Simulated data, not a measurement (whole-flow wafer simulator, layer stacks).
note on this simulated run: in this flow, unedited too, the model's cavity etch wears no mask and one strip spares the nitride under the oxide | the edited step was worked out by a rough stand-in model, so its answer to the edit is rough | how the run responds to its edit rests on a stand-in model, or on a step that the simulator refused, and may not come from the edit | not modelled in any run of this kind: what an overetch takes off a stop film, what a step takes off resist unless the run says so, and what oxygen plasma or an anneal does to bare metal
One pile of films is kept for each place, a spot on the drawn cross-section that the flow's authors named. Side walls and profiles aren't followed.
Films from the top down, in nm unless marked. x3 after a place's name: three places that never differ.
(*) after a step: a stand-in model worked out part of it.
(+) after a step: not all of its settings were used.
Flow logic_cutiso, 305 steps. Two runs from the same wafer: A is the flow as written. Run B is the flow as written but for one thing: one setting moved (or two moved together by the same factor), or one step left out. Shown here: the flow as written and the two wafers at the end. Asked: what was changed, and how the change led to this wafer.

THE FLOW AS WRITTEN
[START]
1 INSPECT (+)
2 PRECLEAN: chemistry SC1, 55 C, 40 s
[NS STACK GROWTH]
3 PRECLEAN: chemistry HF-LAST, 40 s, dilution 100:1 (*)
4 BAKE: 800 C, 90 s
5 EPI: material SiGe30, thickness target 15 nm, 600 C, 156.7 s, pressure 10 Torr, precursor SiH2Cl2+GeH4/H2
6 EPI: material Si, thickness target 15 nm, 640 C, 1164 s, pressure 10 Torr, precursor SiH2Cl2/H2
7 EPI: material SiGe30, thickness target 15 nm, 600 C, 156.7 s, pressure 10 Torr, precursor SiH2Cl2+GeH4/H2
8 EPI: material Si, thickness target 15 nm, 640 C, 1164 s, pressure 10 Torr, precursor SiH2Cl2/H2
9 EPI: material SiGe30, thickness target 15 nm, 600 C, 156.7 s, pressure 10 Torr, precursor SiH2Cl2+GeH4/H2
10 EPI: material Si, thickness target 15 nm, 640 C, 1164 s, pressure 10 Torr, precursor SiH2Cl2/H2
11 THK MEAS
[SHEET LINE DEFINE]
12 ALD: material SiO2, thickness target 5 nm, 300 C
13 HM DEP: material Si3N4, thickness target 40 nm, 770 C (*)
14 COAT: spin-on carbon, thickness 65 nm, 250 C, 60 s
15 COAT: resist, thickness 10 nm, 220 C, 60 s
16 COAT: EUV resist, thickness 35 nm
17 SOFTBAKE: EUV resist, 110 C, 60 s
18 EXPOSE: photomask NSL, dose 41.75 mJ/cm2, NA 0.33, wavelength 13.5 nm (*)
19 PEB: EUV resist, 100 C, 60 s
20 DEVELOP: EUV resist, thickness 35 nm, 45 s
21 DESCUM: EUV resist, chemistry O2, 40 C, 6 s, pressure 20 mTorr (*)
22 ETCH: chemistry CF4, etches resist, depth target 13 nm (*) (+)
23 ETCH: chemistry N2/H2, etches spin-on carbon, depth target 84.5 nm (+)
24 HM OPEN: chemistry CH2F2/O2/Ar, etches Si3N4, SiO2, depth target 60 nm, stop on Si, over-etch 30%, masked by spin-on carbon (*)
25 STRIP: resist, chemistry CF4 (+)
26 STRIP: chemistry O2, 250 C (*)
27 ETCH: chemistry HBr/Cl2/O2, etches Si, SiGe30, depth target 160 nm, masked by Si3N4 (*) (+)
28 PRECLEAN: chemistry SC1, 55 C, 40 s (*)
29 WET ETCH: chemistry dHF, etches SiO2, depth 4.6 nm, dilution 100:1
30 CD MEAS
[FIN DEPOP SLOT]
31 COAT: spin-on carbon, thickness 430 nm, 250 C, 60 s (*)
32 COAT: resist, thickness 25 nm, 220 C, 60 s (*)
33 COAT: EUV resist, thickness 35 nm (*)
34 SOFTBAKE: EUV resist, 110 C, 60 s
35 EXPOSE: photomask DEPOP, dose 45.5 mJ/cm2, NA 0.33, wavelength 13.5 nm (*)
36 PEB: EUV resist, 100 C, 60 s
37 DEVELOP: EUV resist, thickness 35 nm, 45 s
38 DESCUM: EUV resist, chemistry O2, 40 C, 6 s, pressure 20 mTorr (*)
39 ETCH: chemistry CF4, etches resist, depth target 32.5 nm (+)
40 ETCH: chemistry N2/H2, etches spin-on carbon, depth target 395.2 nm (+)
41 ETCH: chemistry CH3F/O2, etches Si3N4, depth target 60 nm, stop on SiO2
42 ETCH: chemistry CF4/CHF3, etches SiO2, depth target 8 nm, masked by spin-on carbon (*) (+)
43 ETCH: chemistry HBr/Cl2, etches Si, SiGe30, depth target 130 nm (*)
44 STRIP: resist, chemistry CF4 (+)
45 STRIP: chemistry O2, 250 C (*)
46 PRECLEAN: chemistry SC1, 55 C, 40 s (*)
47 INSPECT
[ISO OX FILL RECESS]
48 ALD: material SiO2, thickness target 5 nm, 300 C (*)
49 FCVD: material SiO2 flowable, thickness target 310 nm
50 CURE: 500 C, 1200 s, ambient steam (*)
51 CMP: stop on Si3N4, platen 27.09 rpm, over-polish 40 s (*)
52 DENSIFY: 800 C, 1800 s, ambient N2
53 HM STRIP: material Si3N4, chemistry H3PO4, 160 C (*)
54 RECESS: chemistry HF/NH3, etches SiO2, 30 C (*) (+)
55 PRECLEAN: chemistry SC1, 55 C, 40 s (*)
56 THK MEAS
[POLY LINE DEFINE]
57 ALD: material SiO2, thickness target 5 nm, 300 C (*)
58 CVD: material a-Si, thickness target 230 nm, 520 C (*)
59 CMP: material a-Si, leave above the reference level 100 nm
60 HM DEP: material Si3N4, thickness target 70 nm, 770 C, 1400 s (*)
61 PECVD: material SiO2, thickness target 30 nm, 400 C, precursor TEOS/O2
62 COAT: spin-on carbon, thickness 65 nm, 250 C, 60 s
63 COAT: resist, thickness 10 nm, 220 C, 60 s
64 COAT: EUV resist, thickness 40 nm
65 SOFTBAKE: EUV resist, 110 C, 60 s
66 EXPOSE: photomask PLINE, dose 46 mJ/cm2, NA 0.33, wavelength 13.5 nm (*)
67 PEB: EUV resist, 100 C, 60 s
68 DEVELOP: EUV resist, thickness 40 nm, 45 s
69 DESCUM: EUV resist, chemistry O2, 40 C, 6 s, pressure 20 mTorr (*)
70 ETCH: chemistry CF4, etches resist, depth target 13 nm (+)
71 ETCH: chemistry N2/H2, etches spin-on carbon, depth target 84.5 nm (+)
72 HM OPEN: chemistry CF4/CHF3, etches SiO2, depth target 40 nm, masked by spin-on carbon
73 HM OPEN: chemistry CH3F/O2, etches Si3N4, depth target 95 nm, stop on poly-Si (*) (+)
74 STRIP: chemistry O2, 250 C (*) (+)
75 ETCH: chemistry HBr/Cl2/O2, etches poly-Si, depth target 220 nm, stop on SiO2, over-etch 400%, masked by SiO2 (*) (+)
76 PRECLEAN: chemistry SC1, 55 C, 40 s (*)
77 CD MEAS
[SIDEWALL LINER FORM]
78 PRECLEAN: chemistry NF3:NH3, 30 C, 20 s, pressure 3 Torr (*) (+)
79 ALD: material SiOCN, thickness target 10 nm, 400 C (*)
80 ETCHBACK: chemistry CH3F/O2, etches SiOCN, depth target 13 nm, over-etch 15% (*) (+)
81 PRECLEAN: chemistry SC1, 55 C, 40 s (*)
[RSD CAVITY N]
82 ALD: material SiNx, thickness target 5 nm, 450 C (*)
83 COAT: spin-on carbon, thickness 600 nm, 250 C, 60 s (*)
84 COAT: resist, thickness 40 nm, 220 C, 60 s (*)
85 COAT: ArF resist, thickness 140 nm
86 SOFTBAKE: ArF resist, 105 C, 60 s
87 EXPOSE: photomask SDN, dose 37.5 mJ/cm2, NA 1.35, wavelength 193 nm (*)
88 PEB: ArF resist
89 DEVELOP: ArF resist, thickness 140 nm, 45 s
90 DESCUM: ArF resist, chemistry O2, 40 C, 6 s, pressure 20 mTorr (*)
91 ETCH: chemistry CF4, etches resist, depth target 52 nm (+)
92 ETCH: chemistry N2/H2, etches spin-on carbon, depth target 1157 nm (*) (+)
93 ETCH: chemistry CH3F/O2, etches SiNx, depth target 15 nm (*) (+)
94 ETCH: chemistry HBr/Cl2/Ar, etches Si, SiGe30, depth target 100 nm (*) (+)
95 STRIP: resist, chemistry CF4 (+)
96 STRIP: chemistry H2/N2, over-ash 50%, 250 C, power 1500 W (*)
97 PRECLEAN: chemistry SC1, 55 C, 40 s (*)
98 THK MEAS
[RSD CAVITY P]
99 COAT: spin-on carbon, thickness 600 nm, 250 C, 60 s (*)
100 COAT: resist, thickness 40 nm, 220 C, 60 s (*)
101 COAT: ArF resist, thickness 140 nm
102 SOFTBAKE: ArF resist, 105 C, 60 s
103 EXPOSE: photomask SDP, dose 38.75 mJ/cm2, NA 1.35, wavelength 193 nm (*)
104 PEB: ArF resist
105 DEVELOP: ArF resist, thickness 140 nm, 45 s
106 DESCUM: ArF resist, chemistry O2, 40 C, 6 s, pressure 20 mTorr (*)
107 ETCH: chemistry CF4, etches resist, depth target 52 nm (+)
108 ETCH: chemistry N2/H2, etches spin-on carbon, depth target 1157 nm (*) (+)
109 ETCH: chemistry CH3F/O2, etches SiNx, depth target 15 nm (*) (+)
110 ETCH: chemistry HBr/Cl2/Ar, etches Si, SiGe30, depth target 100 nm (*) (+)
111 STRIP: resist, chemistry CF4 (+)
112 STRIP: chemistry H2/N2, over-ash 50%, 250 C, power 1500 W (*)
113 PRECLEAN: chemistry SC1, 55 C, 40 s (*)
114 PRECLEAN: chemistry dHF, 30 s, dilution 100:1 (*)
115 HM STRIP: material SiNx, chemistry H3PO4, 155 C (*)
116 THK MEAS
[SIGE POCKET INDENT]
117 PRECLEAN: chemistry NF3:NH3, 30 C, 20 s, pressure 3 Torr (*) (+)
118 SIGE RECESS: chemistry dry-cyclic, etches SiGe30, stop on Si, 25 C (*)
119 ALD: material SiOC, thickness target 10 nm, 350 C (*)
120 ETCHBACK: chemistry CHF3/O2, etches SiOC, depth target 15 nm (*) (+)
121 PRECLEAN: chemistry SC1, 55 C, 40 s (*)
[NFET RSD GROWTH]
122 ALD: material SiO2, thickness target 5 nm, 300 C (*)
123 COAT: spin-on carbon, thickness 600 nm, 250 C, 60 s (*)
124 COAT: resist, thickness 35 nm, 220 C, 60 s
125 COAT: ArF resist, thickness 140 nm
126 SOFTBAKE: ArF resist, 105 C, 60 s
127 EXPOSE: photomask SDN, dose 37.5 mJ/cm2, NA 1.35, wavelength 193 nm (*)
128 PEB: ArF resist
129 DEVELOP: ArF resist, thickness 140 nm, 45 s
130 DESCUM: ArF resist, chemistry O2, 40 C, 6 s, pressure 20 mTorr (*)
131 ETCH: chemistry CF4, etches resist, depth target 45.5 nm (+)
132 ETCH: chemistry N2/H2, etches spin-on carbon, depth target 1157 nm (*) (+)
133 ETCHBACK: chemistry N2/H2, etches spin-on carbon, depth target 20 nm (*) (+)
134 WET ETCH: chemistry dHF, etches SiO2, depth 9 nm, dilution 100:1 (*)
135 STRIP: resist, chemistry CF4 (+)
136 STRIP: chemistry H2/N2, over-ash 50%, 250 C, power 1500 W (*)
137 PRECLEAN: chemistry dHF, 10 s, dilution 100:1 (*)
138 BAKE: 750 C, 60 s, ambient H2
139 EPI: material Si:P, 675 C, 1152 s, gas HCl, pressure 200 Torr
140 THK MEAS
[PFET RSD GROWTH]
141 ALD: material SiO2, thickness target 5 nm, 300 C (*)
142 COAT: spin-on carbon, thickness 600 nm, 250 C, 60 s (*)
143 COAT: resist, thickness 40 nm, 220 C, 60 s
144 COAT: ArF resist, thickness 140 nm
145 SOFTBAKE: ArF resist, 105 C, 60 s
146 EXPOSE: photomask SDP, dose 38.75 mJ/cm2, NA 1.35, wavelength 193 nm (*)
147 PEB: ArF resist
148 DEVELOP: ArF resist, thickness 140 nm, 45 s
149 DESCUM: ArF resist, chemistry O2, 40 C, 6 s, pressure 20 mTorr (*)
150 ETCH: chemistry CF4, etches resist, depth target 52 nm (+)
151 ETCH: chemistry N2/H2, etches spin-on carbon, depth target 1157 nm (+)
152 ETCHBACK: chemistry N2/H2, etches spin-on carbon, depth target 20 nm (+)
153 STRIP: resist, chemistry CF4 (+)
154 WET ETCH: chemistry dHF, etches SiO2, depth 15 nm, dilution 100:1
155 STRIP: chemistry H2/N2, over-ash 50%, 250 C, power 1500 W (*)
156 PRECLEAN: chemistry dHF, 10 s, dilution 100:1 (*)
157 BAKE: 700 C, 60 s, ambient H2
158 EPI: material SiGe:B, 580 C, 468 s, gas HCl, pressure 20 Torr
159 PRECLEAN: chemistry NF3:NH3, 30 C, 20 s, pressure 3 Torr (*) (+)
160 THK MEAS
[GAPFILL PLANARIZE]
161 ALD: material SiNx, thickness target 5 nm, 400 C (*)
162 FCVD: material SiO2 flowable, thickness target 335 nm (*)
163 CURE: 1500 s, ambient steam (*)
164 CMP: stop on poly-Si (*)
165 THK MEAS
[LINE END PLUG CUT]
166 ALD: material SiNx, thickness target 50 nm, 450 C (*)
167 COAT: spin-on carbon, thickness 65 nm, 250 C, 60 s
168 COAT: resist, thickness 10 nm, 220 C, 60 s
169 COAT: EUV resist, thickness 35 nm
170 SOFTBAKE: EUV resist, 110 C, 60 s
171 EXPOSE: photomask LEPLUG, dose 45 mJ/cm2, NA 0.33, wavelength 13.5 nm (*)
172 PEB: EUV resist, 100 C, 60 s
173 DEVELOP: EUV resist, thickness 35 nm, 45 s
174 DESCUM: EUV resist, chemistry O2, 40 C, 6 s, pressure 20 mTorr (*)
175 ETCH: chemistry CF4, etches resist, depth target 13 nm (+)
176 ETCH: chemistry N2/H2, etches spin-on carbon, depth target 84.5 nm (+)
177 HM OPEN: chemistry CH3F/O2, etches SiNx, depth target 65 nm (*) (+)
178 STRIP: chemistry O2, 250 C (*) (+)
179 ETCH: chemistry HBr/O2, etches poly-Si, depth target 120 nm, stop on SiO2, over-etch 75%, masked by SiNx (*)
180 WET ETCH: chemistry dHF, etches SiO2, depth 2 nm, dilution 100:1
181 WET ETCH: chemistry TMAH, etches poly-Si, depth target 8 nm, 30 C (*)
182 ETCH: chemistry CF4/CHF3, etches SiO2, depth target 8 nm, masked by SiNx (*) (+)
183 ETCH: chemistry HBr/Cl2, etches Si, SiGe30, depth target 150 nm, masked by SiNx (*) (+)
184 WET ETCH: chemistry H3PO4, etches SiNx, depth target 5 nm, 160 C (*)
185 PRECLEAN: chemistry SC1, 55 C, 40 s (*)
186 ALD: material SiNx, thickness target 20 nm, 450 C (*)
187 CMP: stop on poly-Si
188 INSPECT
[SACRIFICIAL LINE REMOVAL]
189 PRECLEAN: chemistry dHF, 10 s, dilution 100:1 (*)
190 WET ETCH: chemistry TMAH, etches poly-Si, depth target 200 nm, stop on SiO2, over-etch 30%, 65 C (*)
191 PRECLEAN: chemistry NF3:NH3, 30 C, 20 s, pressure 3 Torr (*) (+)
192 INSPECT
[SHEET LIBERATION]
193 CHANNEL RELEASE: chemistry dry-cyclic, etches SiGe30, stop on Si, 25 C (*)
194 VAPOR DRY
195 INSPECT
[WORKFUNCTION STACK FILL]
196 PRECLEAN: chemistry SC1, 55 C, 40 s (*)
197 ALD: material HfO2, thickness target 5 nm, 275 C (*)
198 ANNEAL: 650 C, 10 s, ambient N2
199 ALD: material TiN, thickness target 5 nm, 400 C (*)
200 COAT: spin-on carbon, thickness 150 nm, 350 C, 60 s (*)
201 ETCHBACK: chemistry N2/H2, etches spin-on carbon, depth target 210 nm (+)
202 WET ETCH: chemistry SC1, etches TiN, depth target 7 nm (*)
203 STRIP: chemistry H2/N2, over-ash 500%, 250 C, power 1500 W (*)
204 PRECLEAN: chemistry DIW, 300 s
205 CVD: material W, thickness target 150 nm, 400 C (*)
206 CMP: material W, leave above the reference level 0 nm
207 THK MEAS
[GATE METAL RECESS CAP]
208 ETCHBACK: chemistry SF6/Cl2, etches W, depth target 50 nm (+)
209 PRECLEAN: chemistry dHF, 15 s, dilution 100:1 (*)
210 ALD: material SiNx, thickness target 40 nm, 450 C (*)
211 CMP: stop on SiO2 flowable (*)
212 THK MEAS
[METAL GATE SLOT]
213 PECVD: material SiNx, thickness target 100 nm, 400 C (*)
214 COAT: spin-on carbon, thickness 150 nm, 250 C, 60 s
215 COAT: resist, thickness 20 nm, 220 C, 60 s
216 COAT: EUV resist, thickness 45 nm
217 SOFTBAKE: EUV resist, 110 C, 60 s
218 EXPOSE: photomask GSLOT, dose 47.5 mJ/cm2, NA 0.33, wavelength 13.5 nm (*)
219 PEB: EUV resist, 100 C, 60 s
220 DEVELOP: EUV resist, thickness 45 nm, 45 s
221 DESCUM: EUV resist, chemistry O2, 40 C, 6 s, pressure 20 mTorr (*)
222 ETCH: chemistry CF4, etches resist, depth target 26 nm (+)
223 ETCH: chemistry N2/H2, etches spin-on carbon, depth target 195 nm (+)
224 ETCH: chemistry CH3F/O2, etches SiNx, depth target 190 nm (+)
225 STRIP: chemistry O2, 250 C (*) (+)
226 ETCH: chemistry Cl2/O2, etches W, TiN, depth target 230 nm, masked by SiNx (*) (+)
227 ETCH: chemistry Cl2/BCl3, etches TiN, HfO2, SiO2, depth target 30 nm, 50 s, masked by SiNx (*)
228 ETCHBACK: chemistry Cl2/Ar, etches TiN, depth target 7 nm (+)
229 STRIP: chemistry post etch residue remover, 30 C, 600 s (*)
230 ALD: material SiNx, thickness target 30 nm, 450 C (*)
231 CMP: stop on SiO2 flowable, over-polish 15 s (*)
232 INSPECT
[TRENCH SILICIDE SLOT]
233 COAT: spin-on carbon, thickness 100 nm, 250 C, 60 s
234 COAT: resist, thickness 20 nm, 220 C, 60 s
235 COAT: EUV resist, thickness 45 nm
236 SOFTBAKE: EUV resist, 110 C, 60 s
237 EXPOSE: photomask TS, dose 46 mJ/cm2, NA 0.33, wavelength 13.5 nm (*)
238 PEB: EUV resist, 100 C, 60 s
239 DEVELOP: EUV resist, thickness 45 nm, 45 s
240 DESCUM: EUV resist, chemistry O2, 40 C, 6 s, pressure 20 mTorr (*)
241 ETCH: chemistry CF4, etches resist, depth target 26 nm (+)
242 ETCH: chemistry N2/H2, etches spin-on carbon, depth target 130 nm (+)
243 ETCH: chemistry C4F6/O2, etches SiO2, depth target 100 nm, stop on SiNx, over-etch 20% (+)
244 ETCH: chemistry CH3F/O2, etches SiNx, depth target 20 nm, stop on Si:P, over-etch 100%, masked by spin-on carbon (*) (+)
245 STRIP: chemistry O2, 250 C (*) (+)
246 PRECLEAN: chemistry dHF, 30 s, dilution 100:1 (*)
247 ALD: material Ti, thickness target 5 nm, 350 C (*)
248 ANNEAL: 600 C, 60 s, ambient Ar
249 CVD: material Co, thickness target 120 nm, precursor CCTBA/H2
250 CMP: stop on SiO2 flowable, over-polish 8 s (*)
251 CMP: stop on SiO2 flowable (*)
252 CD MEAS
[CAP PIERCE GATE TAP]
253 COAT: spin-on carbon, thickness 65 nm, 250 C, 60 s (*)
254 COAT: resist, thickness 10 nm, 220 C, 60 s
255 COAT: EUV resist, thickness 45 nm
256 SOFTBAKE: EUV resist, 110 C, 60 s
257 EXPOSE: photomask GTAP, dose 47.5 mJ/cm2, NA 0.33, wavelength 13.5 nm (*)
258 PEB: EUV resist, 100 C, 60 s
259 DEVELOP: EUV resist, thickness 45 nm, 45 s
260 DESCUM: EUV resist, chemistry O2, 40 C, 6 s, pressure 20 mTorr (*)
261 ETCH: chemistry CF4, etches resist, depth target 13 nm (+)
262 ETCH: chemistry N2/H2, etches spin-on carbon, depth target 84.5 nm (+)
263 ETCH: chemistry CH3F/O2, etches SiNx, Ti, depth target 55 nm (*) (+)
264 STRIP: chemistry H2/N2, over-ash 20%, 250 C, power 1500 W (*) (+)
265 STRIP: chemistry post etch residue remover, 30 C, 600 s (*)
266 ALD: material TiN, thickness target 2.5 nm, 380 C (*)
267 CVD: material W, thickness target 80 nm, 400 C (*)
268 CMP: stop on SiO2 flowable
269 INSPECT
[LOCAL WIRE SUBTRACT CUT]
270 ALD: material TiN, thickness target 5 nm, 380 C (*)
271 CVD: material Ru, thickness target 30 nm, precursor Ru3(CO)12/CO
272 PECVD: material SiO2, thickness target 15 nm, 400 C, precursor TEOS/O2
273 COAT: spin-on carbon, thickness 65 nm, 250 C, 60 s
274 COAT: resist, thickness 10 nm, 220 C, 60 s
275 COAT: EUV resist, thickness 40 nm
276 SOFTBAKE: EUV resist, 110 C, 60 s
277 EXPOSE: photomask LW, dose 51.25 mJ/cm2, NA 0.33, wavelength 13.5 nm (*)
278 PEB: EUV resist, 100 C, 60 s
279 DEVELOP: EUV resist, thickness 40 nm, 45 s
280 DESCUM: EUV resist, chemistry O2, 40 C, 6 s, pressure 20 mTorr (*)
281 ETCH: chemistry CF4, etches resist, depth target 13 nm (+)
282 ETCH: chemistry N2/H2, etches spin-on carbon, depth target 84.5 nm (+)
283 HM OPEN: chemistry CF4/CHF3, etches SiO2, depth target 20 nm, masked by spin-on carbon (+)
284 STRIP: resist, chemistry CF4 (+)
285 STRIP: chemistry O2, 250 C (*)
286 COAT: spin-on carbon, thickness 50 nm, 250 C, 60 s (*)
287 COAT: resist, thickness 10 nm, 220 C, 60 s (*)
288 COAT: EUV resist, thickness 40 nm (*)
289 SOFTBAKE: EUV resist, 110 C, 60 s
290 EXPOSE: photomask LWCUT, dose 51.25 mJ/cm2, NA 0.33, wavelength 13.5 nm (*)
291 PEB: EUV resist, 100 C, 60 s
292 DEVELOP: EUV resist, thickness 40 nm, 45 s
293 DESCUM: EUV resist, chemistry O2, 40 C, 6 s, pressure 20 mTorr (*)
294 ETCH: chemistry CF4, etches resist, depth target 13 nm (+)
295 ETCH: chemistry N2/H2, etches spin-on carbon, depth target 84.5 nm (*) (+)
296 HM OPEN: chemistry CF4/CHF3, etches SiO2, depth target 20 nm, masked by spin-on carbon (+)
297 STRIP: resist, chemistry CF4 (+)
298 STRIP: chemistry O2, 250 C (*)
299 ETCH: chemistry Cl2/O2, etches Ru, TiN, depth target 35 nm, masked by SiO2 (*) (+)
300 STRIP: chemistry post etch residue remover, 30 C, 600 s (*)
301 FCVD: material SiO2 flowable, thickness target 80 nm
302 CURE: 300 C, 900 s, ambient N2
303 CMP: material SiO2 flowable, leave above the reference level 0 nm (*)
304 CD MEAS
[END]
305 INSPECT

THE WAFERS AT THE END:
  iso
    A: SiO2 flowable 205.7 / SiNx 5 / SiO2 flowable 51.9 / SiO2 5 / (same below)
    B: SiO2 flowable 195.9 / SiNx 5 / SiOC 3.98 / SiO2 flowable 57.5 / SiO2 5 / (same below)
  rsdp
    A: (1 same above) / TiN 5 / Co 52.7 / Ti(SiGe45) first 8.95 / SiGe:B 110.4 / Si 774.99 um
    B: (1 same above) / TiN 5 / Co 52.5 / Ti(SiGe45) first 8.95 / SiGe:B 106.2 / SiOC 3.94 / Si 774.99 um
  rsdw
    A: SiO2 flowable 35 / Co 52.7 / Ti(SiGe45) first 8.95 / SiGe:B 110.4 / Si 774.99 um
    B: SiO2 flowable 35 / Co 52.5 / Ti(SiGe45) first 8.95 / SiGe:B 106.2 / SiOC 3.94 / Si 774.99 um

The cause: step 120, ETCHBACK: depth target 6 nm was run, where the flow has depth target 15 nm.

How the change led to this, step by step:
  120 ETCHBACK: chemistry CHF3/O2, etches SiOC, depth target 15 nm (*) (+)
      depop, dpovl, gfld, gxf, isow, ns, nsgap, plug: A SiOC -10 (all of it), SiO2 -5 | B SiOC -6
      lnr, lnri, lnrp, lnrt: A SiOC -10 (all of it), SiOCN -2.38 | B SiOC -6
      (and at 10 more places)
  122 ALD: material SiO2, thickness target 5 nm, 300 C (*)
      depop, dpovl, gfld, gxf, isow, ns, nsgap, plug: A SiO2 +5 | B SiO2 +5 (new film)
      gxn: A SiO2 +6.76 (new film) | B SiO2 +5 (new film)
      (and at 1 more place)
  123 COAT: spin-on carbon, thickness 600 nm, 250 C, 60 s (*)
      gfld, gxf, plug: A spin-on carbon +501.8 (new film) | B spin-on carbon +524.1 (new film)
      gl, glp, tap: A spin-on carbon +507 (new film) | B spin-on carbon +529.5 (new film)
      (and at 11 more places)
  132 ETCH: chemistry N2/H2, etches spin-on carbon, depth target 1157 nm (*) (+)
      gl, tap: A spin-on carbon -501.7 (all of it), SiO2 -5 (all of it), Si3N4 -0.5 | B spin-on carbon -524.3 (all of it), SiO2 -5 (all of it), SiOC -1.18
      lnr, lnrt: A spin-on carbon -496.5 (all of it), SiO2 -5 (all of it), SiOCN -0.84 | B spin-on carbon -521.5 (all of it), SiO2 -5 (all of it), SiOC -1.25
      (and at 18 more places)
  133 ETCHBACK: chemistry N2/H2, etches spin-on carbon, depth target 20 nm (*) (+)
      gl, tap: A Si3N4 -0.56 | B SiOC -1.18
      lnr, lnrt: A SiOCN -0.83 | B SiOC -1.18
      (and at 1 more place)
  134 WET ETCH: chemistry dHF, etches SiO2, depth 9 nm, dilution 100:1 (*)
      lnr, lnrt: A SiOCN -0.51 | B SiOC -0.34
  135 STRIP: resist, chemistry CF4 (+)
      lnr, lnrt: A SiOCN -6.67 | B SiOC -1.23 (all of it)
      rsdn, rsdx: A nothing | B SiOC -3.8 (all of it)
      (and at 18 more places)
  136 STRIP: chemistry H2/N2, over-ash 50%, 250 C, power 1500 W (*)
      gfld, gxf, plug: A spin-on carbon -501.8 (all of it) | B spin-on carbon -524.1 (all of it)
      rsdp, rsdw: A spin-on carbon -783.2 (all of it) | B spin-on carbon -810.8 (all of it)
      (and at 5 more places)
  137 PRECLEAN: chemistry dHF, 10 s, dilution 100:1 (*)
      gl, gxn, tap: A Si3N4 -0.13 | B SiO2 -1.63
  141 ALD: material SiO2, thickness target 5 nm, 300 C (*)
      gl, tap: A SiO2 +5 (new film) | B SiO2 +5
      gxn: A SiO2 +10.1 (new film) | B SiO2 +6.57
  142 COAT: spin-on carbon, thickness 600 nm, 250 C, 60 s (*)
      gfld, gxf, plug: A spin-on carbon +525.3 (new film) | B spin-on carbon +546.1 (new film)
      gl, tap: A spin-on carbon +547.8 (new film) | B spin-on carbon +560.7 (new film)
      (and at 12 more places)
  151 ETCH: chemistry N2/H2, etches spin-on carbon, depth target 1157 nm (+)
      depop, dpovl, gfld and 14 more: A ArF resist -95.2 (all of it), resist -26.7 | B ArF resist -95.2 (all of it), resist -27.6
      rsdp, rsdw: A spin-on carbon -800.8 (all of it) | B spin-on carbon -826.8 (all of it)
      (and at 3 more places)
  153 STRIP: resist, chemistry CF4 (+)
      depop, dpovl, gfld and 14 more: A resist -12 (all of it) | B resist -11.1 (all of it)
      gxp: A SiO2 -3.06 (all of it) | B SiO2 -1.23 (all of it)
  155 STRIP: chemistry H2/N2, over-ash 50%, 250 C, power 1500 W (*)
      gfld, gxf, plug: A spin-on carbon -525.3 (all of it) | B spin-on carbon -546.1 (all of it)
      gl, tap: A spin-on carbon -547.8 (all of it) | B spin-on carbon -560.7 (all of it)
      (and at 7 more places)
  156 PRECLEAN: chemistry dHF, 10 s, dilution 100:1 (*)
      lnrp: A SiOCN -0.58 | B SiOC -0.06
  158 EPI: material SiGe:B, 580 C, 468 s, gas HCl, pressure 20 Torr
      rsdp, rsdw: A SiGe:B +116.8 (new film) | B SiGe:B +112.6 (new film)
  ... 5 more steps ...
  251 CMP: stop on SiO2 flowable (*)
      rsdx: A Ti -5 (all of it) | B Ti -4.64
